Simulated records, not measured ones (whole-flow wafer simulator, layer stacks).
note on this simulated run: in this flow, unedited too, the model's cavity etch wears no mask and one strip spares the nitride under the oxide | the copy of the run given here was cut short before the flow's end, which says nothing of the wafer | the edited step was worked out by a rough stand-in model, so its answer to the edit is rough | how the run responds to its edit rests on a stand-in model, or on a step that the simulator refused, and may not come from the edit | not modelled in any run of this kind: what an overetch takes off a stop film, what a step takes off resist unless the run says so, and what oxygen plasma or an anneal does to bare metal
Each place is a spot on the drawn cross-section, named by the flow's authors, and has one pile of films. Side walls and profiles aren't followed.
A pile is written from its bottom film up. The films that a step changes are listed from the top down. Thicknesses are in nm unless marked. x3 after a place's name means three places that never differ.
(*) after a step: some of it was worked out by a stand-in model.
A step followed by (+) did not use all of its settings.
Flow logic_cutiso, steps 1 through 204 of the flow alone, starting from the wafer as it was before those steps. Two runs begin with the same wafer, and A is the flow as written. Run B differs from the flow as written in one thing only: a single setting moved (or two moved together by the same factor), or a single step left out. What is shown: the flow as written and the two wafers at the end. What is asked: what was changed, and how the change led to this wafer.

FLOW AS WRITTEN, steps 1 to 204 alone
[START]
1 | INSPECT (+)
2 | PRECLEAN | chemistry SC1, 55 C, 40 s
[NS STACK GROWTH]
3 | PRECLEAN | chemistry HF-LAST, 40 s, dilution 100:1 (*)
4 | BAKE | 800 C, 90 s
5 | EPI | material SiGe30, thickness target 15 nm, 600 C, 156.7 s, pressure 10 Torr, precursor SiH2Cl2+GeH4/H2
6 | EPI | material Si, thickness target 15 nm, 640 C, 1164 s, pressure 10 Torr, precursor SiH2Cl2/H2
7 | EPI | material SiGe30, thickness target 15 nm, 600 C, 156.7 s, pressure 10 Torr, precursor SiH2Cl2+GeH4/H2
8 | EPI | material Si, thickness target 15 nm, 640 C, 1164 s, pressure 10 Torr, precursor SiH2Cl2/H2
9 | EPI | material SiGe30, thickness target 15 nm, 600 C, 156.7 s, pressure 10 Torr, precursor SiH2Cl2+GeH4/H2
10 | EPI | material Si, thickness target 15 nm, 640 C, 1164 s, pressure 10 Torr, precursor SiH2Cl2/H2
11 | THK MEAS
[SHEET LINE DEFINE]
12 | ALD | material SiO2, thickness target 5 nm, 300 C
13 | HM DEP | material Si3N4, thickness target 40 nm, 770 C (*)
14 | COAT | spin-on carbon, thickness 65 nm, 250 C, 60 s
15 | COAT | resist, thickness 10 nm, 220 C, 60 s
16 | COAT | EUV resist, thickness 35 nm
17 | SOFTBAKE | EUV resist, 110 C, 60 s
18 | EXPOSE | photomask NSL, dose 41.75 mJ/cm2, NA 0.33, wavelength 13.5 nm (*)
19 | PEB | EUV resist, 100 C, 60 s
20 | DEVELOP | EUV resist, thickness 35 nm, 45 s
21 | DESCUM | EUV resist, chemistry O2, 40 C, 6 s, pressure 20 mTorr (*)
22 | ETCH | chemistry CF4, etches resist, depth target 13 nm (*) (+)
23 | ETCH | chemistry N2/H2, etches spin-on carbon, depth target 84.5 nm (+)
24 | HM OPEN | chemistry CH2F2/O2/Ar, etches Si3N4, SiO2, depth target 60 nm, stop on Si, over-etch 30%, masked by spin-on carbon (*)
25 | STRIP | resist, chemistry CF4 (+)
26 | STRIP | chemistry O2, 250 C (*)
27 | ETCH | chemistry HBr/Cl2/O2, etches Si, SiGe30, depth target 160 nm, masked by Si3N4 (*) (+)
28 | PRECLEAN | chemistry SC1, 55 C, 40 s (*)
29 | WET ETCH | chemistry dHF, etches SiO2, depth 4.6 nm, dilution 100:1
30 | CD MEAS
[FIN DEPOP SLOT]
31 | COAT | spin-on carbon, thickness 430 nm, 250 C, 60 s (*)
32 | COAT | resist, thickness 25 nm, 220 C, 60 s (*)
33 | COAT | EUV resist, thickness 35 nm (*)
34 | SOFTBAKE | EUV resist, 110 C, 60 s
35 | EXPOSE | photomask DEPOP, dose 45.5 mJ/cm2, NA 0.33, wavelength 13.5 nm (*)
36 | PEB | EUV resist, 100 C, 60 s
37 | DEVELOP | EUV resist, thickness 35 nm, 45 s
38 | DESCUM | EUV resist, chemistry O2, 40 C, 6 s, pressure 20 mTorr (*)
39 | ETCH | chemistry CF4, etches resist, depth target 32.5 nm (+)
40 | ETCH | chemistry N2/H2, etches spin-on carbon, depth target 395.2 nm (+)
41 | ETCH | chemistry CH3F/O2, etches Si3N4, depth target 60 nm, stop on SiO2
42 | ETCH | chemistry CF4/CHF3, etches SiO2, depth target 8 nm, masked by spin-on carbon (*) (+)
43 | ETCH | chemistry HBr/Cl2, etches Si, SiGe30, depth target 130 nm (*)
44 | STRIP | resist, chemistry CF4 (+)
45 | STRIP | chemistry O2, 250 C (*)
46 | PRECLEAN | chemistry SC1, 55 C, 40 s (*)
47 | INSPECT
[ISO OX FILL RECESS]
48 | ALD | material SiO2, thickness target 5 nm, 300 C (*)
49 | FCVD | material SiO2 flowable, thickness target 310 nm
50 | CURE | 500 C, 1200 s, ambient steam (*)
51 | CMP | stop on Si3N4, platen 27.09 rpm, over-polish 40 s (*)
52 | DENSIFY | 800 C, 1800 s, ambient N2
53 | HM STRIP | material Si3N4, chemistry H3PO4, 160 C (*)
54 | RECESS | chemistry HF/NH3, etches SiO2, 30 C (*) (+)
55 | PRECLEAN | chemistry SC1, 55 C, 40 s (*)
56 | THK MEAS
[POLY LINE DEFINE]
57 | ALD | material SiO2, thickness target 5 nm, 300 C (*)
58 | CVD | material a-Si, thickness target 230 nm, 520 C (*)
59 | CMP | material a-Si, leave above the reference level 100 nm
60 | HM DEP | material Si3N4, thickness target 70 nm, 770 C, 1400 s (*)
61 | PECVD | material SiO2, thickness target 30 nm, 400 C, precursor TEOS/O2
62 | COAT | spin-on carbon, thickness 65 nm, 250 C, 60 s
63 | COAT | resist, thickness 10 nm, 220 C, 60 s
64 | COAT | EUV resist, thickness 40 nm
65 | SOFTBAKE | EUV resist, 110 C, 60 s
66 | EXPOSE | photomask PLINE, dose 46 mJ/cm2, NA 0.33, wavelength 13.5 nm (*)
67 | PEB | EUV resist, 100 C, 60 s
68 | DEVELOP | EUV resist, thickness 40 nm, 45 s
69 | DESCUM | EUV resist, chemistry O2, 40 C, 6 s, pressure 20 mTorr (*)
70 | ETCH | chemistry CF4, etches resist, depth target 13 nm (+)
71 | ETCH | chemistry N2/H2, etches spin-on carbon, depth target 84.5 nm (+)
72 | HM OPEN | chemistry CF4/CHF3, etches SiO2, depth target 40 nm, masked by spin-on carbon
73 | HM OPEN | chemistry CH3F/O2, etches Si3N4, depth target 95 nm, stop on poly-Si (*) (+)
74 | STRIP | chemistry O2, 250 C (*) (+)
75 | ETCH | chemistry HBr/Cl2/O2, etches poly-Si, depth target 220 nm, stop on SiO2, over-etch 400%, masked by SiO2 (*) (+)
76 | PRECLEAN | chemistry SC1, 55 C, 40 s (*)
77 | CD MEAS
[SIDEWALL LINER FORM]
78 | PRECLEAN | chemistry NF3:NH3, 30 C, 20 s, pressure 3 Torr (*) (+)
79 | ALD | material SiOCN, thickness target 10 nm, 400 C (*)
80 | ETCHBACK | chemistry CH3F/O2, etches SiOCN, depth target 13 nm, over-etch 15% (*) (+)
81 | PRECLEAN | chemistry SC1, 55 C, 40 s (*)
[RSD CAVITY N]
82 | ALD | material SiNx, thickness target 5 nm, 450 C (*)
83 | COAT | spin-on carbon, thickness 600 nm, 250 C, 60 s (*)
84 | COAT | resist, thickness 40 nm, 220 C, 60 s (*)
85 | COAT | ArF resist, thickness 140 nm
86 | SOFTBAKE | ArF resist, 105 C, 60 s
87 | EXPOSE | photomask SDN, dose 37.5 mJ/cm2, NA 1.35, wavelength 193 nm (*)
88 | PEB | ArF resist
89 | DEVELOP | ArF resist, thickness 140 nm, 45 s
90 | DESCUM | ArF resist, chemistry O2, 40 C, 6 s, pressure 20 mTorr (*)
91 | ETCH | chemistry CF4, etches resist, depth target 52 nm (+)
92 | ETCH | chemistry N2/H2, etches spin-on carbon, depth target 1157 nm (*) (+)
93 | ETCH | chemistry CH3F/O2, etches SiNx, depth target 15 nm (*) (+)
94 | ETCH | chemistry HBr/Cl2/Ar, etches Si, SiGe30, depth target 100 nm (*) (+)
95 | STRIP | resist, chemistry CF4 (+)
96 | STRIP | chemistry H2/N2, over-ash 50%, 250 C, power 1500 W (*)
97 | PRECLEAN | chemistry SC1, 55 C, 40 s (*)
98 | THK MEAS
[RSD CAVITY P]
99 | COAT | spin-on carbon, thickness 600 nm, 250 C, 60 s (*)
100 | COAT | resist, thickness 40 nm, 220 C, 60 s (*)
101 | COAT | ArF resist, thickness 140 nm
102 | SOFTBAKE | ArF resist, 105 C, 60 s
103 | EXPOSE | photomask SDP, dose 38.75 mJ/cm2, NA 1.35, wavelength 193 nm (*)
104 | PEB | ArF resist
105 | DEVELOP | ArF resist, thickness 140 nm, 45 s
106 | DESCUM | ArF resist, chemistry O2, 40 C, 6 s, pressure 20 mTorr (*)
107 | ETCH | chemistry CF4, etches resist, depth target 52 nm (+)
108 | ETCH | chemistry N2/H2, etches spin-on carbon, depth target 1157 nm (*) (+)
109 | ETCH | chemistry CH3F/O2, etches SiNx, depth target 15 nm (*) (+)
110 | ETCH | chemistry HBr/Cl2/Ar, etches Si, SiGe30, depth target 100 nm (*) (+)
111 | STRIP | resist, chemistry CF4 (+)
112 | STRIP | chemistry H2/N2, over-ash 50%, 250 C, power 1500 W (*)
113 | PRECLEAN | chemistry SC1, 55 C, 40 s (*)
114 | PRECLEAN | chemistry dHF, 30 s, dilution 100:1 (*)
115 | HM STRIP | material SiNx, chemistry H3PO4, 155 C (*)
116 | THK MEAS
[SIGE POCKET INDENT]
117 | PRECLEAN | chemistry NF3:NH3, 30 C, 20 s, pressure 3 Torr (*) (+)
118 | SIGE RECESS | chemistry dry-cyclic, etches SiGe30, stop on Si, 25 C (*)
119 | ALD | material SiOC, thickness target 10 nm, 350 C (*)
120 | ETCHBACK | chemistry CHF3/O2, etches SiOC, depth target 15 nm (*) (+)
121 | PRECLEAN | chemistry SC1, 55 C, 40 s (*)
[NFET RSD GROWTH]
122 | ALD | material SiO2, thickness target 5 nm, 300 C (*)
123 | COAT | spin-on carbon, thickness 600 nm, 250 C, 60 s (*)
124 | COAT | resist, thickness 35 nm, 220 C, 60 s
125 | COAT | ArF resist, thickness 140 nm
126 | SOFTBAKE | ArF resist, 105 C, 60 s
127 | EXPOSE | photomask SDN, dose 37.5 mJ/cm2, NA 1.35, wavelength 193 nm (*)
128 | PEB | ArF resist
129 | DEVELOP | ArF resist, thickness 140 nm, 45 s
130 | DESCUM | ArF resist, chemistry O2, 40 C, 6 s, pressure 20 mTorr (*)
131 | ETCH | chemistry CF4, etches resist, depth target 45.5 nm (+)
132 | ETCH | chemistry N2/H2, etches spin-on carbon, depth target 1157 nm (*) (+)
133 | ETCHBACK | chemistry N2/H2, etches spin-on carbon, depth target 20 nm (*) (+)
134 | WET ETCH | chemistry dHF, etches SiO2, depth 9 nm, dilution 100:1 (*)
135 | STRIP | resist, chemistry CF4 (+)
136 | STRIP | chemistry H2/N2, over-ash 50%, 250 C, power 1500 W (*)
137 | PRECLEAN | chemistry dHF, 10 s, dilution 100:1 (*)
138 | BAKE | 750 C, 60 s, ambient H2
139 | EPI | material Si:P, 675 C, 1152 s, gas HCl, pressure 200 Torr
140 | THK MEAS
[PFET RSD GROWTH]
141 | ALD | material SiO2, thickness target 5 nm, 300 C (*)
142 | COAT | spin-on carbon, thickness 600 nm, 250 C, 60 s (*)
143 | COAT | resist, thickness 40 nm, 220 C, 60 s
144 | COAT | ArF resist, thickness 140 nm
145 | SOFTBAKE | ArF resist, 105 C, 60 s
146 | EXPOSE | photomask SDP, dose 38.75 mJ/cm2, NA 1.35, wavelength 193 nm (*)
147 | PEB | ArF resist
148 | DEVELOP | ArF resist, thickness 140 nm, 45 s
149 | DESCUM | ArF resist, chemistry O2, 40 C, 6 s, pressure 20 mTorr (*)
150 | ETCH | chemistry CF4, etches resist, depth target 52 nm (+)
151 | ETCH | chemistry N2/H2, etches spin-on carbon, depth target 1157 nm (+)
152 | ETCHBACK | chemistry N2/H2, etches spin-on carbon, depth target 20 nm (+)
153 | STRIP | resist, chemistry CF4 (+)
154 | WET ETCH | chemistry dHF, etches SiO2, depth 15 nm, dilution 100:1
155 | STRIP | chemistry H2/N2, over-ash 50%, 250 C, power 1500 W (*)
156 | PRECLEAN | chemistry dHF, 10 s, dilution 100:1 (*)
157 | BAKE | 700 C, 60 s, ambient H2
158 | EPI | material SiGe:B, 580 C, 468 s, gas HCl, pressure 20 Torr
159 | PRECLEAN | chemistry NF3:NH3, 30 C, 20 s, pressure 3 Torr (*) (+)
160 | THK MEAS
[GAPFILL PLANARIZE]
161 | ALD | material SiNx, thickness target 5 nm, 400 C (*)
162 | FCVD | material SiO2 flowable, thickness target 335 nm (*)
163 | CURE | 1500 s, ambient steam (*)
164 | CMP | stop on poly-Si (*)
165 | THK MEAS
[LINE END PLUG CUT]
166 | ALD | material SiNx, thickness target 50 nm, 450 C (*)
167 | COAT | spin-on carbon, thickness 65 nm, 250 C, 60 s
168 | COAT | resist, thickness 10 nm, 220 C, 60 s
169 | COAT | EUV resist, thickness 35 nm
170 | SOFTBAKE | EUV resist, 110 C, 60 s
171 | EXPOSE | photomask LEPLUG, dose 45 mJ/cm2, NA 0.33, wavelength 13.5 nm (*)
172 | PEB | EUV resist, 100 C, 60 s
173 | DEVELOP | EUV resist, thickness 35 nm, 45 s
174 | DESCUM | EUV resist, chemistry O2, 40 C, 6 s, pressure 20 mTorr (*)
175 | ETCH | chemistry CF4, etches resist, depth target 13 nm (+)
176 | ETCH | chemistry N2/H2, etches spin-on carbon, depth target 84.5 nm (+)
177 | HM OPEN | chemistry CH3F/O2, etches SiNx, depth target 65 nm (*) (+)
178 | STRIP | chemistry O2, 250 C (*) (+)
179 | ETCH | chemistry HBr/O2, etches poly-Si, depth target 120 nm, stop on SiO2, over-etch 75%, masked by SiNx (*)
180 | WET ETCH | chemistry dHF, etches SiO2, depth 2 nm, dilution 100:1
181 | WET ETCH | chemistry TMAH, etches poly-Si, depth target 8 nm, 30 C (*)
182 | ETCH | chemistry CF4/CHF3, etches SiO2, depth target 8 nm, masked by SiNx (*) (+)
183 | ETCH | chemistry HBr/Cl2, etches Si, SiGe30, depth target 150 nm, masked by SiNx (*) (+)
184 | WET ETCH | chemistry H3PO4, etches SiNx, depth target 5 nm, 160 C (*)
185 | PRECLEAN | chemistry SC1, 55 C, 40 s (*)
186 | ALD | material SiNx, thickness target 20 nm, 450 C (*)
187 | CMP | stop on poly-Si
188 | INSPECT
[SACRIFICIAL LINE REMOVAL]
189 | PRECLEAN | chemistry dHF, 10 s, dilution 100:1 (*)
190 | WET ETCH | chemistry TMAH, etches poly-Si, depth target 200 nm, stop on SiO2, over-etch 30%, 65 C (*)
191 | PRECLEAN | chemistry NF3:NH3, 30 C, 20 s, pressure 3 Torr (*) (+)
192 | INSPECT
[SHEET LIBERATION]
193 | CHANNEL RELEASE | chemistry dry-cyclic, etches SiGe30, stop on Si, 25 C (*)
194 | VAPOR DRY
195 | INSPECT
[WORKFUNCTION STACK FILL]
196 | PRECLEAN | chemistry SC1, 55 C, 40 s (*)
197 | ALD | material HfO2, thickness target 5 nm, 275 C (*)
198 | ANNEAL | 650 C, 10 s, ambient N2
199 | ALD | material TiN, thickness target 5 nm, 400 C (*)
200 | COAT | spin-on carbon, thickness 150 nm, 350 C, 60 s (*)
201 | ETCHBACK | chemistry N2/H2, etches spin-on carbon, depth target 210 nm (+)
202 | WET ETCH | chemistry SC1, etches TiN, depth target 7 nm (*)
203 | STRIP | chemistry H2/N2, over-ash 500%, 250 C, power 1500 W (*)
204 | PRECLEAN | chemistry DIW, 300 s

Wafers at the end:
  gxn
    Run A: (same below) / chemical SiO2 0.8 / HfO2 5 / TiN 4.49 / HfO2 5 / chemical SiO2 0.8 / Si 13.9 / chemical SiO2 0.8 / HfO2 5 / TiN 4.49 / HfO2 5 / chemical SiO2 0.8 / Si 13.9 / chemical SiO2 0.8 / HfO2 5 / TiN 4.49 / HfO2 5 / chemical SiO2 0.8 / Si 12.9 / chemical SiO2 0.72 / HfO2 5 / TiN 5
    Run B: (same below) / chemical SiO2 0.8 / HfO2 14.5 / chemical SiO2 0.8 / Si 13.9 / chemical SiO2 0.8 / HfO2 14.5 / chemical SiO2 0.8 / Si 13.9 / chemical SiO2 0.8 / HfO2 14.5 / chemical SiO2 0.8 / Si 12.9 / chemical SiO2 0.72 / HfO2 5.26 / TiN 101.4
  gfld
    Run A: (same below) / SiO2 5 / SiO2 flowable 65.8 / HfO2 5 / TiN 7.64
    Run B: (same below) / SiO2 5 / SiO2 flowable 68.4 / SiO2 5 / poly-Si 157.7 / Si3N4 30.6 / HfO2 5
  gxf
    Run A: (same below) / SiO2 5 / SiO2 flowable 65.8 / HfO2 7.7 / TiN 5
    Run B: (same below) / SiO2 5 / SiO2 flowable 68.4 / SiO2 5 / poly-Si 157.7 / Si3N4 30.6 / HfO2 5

The reason: step 58, CVD: thickness target 115 nm was run, whereas the flow has thickness target 230 nm.

How this came from the change, step by step:
  58 | CVD | material a-Si, thickness target 230 nm, 520 C (*)
      gl, glp, gxn and 11 more: A +230 a-Si (new film) | B +115 a-Si (new film)
      depop, dpovl, isow, nsgap: A +319.4 a-Si (new film) | B +204.4 a-Si (new film)
      (and at 4 other places as well)
  59 | CMP | material a-Si, leave above the reference level 100 nm
      gfld, gxf, iso, lnri: A -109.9 a-Si | B nothing
      depop, dpovl, gl and 15 more: A -130 a-Si | B -15 a-Si
  60 | HM DEP | material Si3N4, thickness target 70 nm, 770 C, 1400 s (*)
      gfld, gxf, iso, lnri: A +70 Si3N4 (new film), +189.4 poly-Si (new film), -189.4 a-Si (all of it) | B +70 Si3N4 (new film), +157.7 poly-Si (new film), -157.7 a-Si (all of it)
  61 | PECVD | material SiO2, thickness target 30 nm, 400 C, precursor TEOS/O2
      gfld, gxf, iso, lnri: A +30 SiO2 (new film) | B +28.5 SiO2 (new film)
  62 | COAT | spin-on carbon, thickness 65 nm, 250 C, 60 s
      gl, glp, lnrt and 6 more: A +65 spin-on carbon (new film) | B +61.6 spin-on carbon (new film)
      gxn, gxp: A +65 spin-on carbon (new film) | B +61.1 spin-on carbon (new film)
      (and at 6 other places as well)
  63 | COAT | resist, thickness 10 nm, 220 C, 60 s
      gfld: A +10 resist (new film) | B +11.3 resist (new film)
      gxf: A +10 resist (new film) | B +10.7 resist (new film)
      (and at 2 other places as well)
  70 | ETCH | chemistry CF4, etches resist, depth target 13 nm (+)
      iso: A -10 resist (all of it), -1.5 spin-on carbon | B -10.9 resist (all of it), -1.03 spin-on carbon
      lnri: A -10 resist (all of it), -1.5 spin-on carbon | B -10.8 resist (all of it), -1.12 spin-on carbon
  71 | ETCH | chemistry N2/H2, etches spin-on carbon, depth target 84.5 nm (+)
      iso, lnri: A -63.5 spin-on carbon (all of it), -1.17 SiO2 | B -84.5 spin-on carbon
      lnrt, rsdn, rsdp, rsdw, rsdx: A -63.5 spin-on carbon (all of it), -1.17 SiO2 | B -59.9 spin-on carbon (all of it), -1.37 SiO2
      (and at 2 other places as well)
  72 | HM OPEN | chemistry CF4/CHF3, etches SiO2, depth target 40 nm, masked by spin-on carbon
      iso: A -28.8 SiO2 (all of it), -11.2 Si3N4 | B -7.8 spin-on carbon (all of it), -15.8 SiO2
      lnri: A -28.8 SiO2 (all of it), -11.2 Si3N4 | B -7.88 spin-on carbon (all of it), -15.6 SiO2
      (and at 2 other places as well)
  73 | HM OPEN | chemistry CH3F/O2, etches Si3N4, depth target 95 nm, stop on poly-Si (*) (+)
      iso, lnri: A -58.8 Si3N4 (all of it) | B -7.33 SiO2
  74 | STRIP | chemistry O2, 250 C (*) (+)
      iso, lnri: A +0.79 chemical SiO2 (new film), -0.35 poly-Si | B nothing
      gl, glp: A -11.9 spin-on carbon (all of it) | B -8.53 spin-on carbon (all of it)
      (and at 6 other places as well)
  75 | ETCH | chemistry HBr/Cl2/O2, etches poly-Si, depth target 220 nm, stop on SiO2, over-etch 400%, masked by SiO2 (*) (+)
      iso: A -0.79 chemical SiO2 (all of it), -189.1 poly-Si (all of it), -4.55 SiO2 | B -5.33 SiO2 (all of it), -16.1 Si3N4
      lnri: A -0.79 chemical SiO2 (all of it), -189.1 poly-Si (all of it), -4.55 SiO2 | B -5.6 SiO2 (all of it), -13.9 Si3N4
      (and at 13 other places as well)
  78 | PRECLEAN | chemistry NF3:NH3, 30 C, 20 s, pressure 3 Torr (*) (+)
      iso, lnri: A -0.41 SiO2 (all of it), -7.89 SiO2 flowable | B -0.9 Si3N4
  80 | ETCHBACK | chemistry CH3F/O2, etches SiOCN, depth target 13 nm, over-etch 15% (*) (+)
      iso: A -10 SiOCN (all of it), -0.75 SiO2 flowable | B -10 SiOCN (all of it), -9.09 Si3N4
      lnri: A +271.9 SiOCN | B +15.1 SiOCN
  83 | COAT | spin-on carbon, thickness 600 nm, 250 C, 60 s (*)
      rsdn, rsdp, rsdw, rsdx: A +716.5 spin-on carbon (new film) | B +731.6 spin-on carbon (new film)
      gl, gxn, gxp: A +528.7 spin-on carbon (new film) | B +541.6 spin-on carbon (new film)
      (and at 10 other places as well)
  92 | ETCH | chemistry N2/H2, etches spin-on carbon, depth target 1157 nm (*) (+)
      depop, dpovl, gfld and 12 more: A -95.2 ArF resist (all of it), -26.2 resist | B -95.2 ArF resist (all of it), -26.9 resist
      gl, gxn: A -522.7 spin-on carbon (all of it), -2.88 SiNx | B -535.6 spin-on carbon (all of it), -2.95 SiNx
      (and at 5 other places as well)
  ... another 32 steps ...
  203 | STRIP | chemistry H2/N2, over-ash 500%, 250 C, power 1500 W (*)
      gxn, gxp: A -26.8 spin-on carbon (all of it) | B nothing
      gfld: A -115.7 spin-on carbon (all of it) | B nothing
      (and at 4 other places as well)
If metal films that touch count as one body, gxn has 1 body; the flow as written gives 4 bodies (between them, from the top down: HfO2 5 / chemical SiO2 0.72 / Si 12.9 / chemical SiO2 0.8 / HfO2 5; HfO2 5 / chemical SiO2 0.8 / Si 13.9 / chemical SiO2 0.8 / HfO2 5; HfO2 5 / chemical SiO2 0.8 / Si 13.9 / chemical SiO2 0.8 / HfO2 5).
If metal films that touch count as one body, gfld has 0 bodies; the flow as written gives 1 body.
If metal films that touch count as one body, gxf has 0 bodies; the flow as written gives 1 body.
